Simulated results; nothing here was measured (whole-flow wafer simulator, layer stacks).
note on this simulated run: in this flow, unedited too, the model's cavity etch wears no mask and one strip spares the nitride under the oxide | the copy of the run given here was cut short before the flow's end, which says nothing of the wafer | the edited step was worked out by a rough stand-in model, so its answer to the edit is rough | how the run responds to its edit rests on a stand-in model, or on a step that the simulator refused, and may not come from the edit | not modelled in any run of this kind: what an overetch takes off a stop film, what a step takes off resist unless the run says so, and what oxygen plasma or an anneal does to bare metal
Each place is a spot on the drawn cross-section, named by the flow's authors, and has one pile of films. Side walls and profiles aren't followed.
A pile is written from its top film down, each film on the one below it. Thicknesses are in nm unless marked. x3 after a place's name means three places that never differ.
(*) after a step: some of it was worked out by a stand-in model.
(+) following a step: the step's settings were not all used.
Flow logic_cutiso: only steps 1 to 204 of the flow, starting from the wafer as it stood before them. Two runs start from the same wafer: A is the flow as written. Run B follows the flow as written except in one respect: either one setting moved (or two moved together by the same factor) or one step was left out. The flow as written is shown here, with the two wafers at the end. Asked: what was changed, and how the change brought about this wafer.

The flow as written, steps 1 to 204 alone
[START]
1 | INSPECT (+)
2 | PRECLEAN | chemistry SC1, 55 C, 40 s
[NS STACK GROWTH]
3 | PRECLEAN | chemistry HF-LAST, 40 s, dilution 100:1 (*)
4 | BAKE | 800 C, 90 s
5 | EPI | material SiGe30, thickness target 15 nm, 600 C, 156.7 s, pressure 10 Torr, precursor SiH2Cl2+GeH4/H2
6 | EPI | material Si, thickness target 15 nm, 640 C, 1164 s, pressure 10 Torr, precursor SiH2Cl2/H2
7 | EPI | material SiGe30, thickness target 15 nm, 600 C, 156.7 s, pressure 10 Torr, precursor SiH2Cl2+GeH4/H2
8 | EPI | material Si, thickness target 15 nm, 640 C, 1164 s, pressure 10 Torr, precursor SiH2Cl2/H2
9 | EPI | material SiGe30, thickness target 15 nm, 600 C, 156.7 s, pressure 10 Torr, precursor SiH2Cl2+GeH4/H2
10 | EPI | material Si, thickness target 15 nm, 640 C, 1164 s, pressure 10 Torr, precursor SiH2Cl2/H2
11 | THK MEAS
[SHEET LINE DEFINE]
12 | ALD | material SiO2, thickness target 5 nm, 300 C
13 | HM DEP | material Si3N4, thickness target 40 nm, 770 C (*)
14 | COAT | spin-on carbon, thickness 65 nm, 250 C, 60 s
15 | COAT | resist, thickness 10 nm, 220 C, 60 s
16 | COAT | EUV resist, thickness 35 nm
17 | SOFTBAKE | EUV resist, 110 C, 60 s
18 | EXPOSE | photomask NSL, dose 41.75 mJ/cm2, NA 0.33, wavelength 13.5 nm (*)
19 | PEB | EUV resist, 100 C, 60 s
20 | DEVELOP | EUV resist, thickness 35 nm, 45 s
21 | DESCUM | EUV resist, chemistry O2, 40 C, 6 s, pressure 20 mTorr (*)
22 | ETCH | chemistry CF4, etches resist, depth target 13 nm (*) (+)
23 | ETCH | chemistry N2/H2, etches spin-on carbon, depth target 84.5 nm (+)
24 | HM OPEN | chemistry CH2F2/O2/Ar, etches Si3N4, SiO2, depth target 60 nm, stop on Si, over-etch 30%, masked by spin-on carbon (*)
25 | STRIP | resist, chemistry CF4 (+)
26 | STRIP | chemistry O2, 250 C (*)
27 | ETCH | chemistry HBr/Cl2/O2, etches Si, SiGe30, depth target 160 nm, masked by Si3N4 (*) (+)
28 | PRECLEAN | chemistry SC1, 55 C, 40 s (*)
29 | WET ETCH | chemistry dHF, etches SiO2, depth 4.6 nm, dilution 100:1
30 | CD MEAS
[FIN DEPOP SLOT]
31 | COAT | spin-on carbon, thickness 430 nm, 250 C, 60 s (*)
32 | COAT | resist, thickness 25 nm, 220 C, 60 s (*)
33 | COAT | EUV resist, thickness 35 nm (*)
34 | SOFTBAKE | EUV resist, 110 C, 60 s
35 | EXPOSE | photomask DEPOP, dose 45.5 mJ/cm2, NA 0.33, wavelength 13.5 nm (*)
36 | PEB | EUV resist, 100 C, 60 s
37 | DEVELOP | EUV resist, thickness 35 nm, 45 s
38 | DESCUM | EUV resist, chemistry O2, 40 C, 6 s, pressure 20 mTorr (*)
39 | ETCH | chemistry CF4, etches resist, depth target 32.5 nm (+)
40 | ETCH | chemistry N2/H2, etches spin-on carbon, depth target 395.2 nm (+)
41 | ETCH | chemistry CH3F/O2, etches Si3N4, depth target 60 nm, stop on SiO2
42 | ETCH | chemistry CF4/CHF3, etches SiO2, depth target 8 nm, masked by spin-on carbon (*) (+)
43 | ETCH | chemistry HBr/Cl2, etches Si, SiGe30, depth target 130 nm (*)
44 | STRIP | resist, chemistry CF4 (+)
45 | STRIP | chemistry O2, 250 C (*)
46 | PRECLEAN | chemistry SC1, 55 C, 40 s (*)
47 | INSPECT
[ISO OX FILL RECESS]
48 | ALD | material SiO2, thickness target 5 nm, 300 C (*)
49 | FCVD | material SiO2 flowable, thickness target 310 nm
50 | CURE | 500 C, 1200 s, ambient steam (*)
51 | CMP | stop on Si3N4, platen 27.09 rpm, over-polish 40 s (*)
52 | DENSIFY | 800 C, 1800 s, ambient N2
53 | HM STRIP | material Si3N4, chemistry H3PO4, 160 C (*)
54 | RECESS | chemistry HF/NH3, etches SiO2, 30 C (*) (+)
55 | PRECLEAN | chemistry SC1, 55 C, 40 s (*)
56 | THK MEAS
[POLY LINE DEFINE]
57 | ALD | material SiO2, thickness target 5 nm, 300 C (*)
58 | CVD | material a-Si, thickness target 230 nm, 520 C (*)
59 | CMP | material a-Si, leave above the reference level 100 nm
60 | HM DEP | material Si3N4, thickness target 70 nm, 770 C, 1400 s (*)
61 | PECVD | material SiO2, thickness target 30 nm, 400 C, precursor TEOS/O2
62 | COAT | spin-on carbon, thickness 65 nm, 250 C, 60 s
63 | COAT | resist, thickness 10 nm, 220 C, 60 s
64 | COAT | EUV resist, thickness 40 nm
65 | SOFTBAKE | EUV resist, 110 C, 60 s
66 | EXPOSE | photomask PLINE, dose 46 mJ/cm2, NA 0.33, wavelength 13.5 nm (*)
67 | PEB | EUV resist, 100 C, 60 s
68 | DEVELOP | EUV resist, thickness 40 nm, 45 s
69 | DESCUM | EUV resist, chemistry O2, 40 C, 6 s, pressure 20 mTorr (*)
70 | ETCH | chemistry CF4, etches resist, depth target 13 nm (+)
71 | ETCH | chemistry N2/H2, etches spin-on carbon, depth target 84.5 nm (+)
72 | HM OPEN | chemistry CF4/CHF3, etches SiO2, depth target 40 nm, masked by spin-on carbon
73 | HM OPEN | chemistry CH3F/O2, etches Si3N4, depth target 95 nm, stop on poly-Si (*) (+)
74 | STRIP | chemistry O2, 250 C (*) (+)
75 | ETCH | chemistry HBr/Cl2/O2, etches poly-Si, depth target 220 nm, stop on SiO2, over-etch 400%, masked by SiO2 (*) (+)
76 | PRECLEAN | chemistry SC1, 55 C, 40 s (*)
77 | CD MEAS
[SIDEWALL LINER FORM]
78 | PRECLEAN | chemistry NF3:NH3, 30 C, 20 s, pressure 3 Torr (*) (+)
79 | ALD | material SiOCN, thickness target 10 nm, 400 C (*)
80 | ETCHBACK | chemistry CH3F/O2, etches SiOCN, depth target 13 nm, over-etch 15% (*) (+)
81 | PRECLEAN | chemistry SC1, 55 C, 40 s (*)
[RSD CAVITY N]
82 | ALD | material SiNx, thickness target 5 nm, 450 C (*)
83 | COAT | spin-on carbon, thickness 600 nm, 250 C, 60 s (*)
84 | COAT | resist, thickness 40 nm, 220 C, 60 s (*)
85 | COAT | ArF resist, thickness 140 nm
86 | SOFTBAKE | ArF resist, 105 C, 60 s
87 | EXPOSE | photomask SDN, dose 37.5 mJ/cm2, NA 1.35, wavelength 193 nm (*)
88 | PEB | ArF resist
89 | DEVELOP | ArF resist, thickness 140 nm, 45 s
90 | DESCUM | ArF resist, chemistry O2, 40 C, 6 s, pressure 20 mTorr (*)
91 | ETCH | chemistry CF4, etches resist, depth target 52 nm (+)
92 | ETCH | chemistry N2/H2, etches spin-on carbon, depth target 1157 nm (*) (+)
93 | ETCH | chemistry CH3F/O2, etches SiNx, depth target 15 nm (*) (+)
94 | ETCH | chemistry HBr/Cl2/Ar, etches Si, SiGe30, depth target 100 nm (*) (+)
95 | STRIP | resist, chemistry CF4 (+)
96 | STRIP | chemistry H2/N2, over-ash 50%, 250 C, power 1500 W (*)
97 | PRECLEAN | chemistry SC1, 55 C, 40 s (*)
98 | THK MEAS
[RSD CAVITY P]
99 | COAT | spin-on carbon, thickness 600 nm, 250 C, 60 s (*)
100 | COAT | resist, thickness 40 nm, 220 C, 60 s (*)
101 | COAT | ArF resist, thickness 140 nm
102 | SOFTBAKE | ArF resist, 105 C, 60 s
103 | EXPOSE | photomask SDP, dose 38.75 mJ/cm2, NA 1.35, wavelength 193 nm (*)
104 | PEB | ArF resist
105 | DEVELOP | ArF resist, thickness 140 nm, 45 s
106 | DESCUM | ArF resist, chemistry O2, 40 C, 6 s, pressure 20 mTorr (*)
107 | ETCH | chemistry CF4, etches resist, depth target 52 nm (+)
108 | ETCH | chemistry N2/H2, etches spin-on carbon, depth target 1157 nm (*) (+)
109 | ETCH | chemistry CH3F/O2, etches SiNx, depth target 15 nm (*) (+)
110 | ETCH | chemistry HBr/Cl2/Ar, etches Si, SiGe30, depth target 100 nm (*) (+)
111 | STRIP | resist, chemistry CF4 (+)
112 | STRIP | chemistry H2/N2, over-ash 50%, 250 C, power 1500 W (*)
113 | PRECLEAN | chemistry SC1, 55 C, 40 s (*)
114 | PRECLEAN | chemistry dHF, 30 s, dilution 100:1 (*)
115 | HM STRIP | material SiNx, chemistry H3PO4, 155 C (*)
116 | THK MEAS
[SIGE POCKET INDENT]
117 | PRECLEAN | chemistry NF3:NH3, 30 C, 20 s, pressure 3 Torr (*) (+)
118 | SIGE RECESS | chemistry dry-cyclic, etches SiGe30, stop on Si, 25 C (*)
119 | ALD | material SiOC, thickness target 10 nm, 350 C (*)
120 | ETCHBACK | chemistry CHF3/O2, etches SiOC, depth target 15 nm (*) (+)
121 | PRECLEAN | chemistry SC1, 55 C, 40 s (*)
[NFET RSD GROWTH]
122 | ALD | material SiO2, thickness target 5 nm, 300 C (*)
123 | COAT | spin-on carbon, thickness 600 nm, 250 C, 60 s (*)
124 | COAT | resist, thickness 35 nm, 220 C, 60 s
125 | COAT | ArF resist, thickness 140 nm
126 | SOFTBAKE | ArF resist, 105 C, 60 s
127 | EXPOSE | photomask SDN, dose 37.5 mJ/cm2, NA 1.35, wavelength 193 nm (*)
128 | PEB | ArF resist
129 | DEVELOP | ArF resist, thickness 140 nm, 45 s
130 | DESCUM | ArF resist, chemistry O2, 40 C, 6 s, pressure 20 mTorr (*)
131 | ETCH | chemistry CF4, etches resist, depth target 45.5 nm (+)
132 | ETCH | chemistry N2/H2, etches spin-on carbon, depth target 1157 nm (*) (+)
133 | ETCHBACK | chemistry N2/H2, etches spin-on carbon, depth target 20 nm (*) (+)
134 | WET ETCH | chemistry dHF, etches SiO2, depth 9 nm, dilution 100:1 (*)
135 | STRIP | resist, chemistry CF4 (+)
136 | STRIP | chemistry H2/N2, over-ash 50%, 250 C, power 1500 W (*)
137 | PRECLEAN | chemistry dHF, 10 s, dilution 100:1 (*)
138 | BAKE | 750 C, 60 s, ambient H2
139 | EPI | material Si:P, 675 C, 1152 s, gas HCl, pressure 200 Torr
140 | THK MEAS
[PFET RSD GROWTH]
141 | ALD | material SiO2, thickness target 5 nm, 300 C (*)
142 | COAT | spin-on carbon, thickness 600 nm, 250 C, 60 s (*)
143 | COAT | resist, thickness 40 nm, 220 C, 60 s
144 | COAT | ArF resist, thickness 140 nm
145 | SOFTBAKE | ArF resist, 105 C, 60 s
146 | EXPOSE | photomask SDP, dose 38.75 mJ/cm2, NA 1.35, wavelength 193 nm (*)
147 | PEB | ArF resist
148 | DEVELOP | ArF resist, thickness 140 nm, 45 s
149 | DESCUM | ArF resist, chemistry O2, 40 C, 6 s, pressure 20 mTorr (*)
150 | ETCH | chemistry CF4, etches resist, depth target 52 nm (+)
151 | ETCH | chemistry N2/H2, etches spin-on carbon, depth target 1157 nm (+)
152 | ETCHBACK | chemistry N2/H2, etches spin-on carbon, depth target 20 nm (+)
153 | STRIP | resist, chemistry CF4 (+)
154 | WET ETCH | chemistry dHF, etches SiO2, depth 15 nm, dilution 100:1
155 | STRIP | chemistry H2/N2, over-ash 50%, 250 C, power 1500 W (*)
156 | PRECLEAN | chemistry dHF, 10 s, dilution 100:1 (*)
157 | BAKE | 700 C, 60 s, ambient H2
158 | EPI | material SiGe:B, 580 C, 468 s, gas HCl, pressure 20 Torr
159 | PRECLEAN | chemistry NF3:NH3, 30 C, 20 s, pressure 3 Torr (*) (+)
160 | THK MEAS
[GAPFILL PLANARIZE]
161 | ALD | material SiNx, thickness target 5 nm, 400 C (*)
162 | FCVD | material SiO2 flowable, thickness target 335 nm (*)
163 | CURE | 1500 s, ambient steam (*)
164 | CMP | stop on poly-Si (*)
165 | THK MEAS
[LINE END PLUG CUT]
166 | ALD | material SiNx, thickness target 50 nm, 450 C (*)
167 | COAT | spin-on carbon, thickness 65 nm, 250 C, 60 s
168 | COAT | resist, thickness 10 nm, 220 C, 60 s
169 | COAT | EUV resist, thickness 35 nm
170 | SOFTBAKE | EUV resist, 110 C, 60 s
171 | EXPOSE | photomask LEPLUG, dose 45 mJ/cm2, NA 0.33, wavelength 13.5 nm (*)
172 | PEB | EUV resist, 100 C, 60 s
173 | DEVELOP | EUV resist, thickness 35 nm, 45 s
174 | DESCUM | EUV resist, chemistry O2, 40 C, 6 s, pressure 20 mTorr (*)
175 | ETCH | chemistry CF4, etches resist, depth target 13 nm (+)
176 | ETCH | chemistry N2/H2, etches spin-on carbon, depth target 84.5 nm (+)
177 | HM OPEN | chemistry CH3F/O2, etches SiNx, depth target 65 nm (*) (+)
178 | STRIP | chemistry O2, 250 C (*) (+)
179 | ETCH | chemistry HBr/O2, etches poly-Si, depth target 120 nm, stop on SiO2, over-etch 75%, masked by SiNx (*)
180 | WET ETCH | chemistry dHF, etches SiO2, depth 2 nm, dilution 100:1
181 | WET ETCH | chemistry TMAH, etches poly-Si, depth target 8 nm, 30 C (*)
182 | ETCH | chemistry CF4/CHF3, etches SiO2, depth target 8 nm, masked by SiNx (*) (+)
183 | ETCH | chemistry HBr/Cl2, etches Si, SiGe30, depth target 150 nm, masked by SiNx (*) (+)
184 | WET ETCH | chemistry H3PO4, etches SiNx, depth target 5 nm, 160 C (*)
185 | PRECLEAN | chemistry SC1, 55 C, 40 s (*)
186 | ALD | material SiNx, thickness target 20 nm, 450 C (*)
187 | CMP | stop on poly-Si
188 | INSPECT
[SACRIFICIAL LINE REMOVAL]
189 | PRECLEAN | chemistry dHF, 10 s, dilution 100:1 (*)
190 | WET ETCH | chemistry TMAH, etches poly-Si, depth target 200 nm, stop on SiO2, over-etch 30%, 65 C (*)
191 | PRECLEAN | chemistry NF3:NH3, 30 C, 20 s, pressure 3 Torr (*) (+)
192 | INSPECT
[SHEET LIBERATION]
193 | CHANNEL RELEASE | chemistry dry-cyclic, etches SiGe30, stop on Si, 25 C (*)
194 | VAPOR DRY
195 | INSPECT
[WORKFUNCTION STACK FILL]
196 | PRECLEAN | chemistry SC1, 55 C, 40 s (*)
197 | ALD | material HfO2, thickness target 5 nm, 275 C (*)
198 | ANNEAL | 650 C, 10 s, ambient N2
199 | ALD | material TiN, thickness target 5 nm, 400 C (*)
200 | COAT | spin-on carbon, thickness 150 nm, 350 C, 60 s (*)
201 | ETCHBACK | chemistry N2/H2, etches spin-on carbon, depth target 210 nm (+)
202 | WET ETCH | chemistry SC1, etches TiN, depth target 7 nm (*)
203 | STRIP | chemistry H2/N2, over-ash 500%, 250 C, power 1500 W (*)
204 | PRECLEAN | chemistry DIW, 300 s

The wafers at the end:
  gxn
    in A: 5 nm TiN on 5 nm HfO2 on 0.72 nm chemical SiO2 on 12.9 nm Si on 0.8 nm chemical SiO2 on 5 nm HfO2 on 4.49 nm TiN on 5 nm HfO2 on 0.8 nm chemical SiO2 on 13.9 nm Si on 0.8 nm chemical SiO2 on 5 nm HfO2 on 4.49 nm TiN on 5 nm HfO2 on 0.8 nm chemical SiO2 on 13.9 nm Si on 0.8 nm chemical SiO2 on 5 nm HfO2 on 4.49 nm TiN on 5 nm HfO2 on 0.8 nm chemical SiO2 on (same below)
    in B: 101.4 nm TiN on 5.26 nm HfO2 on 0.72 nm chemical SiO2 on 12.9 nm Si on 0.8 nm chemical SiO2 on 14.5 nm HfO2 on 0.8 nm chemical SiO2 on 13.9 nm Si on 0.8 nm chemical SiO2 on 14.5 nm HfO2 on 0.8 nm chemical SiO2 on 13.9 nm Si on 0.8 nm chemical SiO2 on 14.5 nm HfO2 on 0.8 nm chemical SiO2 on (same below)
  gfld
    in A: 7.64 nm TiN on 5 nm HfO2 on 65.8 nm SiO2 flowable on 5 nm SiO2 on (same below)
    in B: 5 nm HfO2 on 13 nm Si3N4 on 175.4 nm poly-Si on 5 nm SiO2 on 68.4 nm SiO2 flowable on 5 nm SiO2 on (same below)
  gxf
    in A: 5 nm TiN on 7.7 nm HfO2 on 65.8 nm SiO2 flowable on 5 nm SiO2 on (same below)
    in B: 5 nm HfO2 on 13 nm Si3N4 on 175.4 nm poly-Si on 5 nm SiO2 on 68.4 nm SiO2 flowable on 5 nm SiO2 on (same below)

Cause: step 58, CVD: thickness target 126.5 nm was run, though the flow has thickness target 230 nm.

The path from the change to this, step by step:
  58 | CVD | material a-Si, thickness target 230 nm, 520 C (*)
      gl, glp, gxn and 11 more: A +230 a-Si (new film) | B +126.5 a-Si (new film)
      depop, dpovl, isow, nsgap: A +319.4 a-Si (new film) | B +215.9 a-Si (new film)
      (as well as at 4 more places)
  59 | CMP | material a-Si, leave above the reference level 100 nm
      gfld, gxf, iso, lnri: A -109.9 a-Si | B nothing
      depop, dpovl, gl and 15 more: A -130 a-Si | B -26.5 a-Si
  60 | HM DEP | material Si3N4, thickness target 70 nm, 770 C, 1400 s (*)
      gfld, gxf, iso, lnri: A +70 Si3N4 (new film), +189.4 poly-Si (new film), -189.4 a-Si (all of it) | B +70 Si3N4 (new film), +175.4 poly-Si (new film), -175.4 a-Si (all of it)
  61 | PECVD | material SiO2, thickness target 30 nm, 400 C, precursor TEOS/O2
      gfld, gxf, iso, lnri: A +30 SiO2 (new film) | B +29.3 SiO2 (new film)
  62 | COAT | spin-on carbon, thickness 65 nm, 250 C, 60 s
      gl, glp, lnrp and 7 more: A +65 spin-on carbon (new film) | B +62.7 spin-on carbon (new film)
      gxf, lnri: A +65 spin-on carbon (new film) | B +76.9 spin-on carbon (new film)
      (as well as at 5 more places)
  63 | COAT | resist, thickness 10 nm, 220 C, 60 s
      gfld: A +10 resist (new film) | B +10.7 resist (new film)
  71 | ETCH | chemistry N2/H2, etches spin-on carbon, depth target 84.5 nm (+)
      lnr, lnrp, lnrt, rsdn, rsdp, rsdw, rsdx: A -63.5 spin-on carbon (all of it), -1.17 SiO2 | B -61.1 spin-on carbon (all of it), -1.3 SiO2
      iso: A -63.5 spin-on carbon (all of it), -1.17 SiO2 | B -75.4 spin-on carbon (all of it), -0.5 SiO2
      (as well as at 1 more place)
  72 | HM OPEN | chemistry CF4/CHF3, etches SiO2, depth target 40 nm, masked by spin-on carbon
      gfld: A -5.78 resist (all of it), -11 spin-on carbon | B -6.5 resist (all of it), -10.8 spin-on carbon
  74 | STRIP | chemistry O2, 250 C (*) (+)
      gl, glp: A -11.9 spin-on carbon (all of it) | B -9.68 spin-on carbon (all of it)
      gxn, gxp: A -11.9 spin-on carbon (all of it) | B -9.49 spin-on carbon (all of it)
      (as well as at 4 more places)
  75 | ETCH | chemistry HBr/Cl2/O2, etches poly-Si, depth target 220 nm, stop on SiO2, over-etch 400%, masked by SiO2 (*) (+)
      iso, lnri: A -0.79 chemical SiO2 (all of it), -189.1 poly-Si (all of it), -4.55 SiO2 | B -0.79 chemical SiO2 (all of it), -175 poly-Si (all of it), -4.62 SiO2
  80 | ETCHBACK | chemistry CH3F/O2, etches SiOCN, depth target 13 nm, over-etch 15% (*) (+)
      lnri: A +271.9 SiOCN | B +257.6 SiOCN
  83 | COAT | spin-on carbon, thickness 600 nm, 250 C, 60 s (*)
      gfld, gxf: A +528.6 spin-on carbon (new film) | B +541.3 spin-on carbon (new film)
      lnri: A +530.9 spin-on carbon (new film) | B +543.5 spin-on carbon (new film)
  96 | STRIP | chemistry H2/N2, over-ash 50%, 250 C, power 1500 W (*)
      gfld, gxf: A -528.6 spin-on carbon (all of it) | B -541.3 spin-on carbon (all of it)
      lnri: A -530.9 spin-on carbon (all of it) | B -543.5 spin-on carbon (all of it)
  99 | COAT | spin-on carbon, thickness 600 nm, 250 C, 60 s (*)
      gfld: A +509.8 spin-on carbon (new film) | B +522.4 spin-on carbon (new film)
      gxf: A +509.7 spin-on carbon (new film) | B +522.3 spin-on carbon (new film)
      (as well as at 1 more place)
  112 | STRIP | chemistry H2/N2, over-ash 50%, 250 C, power 1500 W (*)
      gfld: A -509.8 spin-on carbon (all of it) | B -522.4 spin-on carbon (all of it)
      gxf: A -509.7 spin-on carbon (all of it) | B -522.3 spin-on carbon (all of it)
      (as well as at 1 more place)
  119 | ALD | material SiOC, thickness target 10 nm, 350 C (*)
      gxn, gxp: A +11 SiOC (new film) | B +10 SiOC (new film)
  ... 20 other steps ...
  203 | STRIP | chemistry H2/N2, over-ash 500%, 250 C, power 1500 W (*)
      gxn, gxp: A -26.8 spin-on carbon (all of it) | B nothing
      gfld: A -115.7 spin-on carbon (all of it) | B nothing
      (as well as at 4 more places)
With metal films that touch counted as one body, gxn has 1 body; the flow as written gives 4 bodies (between them, from the top down: HfO2 5 / chemical SiO2 0.72 / Si 12.9 / chemical SiO2 0.8 / HfO2 5; HfO2 5 / chemical SiO2 0.8 / Si 13.9 / chemical SiO2 0.8 / HfO2 5; HfO2 5 / chemical SiO2 0.8 / Si 13.9 / chemical SiO2 0.8 / HfO2 5).
With metal films that touch counted as one body, gfld has 0 bodies; the flow as written gives 1 body.
With metal films that touch counted as one body, gxf has 0 bodies; the flow as written gives 1 body.
